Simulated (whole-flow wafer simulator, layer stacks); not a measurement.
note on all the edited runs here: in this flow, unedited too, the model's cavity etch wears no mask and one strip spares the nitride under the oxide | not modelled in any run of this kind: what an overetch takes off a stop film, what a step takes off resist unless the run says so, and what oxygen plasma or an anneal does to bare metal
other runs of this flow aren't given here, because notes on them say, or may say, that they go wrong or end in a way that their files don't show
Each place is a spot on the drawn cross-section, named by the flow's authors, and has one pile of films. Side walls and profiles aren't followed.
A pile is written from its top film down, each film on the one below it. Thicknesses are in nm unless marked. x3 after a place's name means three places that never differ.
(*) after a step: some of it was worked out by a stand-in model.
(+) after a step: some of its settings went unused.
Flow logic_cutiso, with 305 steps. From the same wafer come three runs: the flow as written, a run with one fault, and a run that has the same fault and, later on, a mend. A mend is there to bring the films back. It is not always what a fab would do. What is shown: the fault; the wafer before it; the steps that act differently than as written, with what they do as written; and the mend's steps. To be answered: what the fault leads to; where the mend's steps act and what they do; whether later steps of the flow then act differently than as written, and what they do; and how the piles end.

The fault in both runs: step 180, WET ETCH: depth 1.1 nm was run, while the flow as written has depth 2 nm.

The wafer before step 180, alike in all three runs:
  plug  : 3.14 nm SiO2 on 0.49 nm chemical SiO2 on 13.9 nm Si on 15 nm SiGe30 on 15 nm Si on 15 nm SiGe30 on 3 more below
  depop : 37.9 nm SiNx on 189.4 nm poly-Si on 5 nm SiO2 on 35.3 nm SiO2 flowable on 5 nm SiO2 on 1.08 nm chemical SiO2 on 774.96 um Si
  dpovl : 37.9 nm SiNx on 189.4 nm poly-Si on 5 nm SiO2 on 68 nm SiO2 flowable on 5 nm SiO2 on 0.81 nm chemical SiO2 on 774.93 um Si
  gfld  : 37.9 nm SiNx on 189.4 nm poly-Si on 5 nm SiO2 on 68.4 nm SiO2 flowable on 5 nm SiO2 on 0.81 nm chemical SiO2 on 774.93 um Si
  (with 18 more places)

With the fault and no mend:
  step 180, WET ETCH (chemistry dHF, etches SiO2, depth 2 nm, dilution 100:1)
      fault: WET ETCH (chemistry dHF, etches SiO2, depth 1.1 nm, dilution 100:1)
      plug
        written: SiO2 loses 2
        fault: SiO2 loses 1.1
  Steps later in the flow that act otherwise than as written (2 other steps are not shown; they differ only slightly, by no more than 2% or 0.5 nm, whichever is larger):
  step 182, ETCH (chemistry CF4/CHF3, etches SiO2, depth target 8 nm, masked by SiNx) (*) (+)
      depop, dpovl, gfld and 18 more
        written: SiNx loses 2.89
        fault: SiNx loses 4.47
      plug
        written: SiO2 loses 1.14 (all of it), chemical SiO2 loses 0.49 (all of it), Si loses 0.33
        fault: SiO2 loses 2.04 (all of it), chemical SiO2 loses 0.49 (all of it), Si loses 0.51
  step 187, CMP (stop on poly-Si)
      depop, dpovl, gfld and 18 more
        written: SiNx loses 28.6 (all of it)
        fault: SiNx loses 27 (all of it)
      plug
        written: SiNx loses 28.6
        fault: SiNx loses 27
  At the end the piles are close to the flow's at the places that both follow, differing by at most 2% or 0.5 nm, whichever is larger.

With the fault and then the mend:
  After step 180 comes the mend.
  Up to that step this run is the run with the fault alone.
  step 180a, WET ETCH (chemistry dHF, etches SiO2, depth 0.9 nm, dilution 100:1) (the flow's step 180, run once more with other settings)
      plug
        SiO2 loses 0.9
  Every later step of the flow that is run acts as written at every place that is followed.
  At every place that both follow, the piles at the end match the flow's.
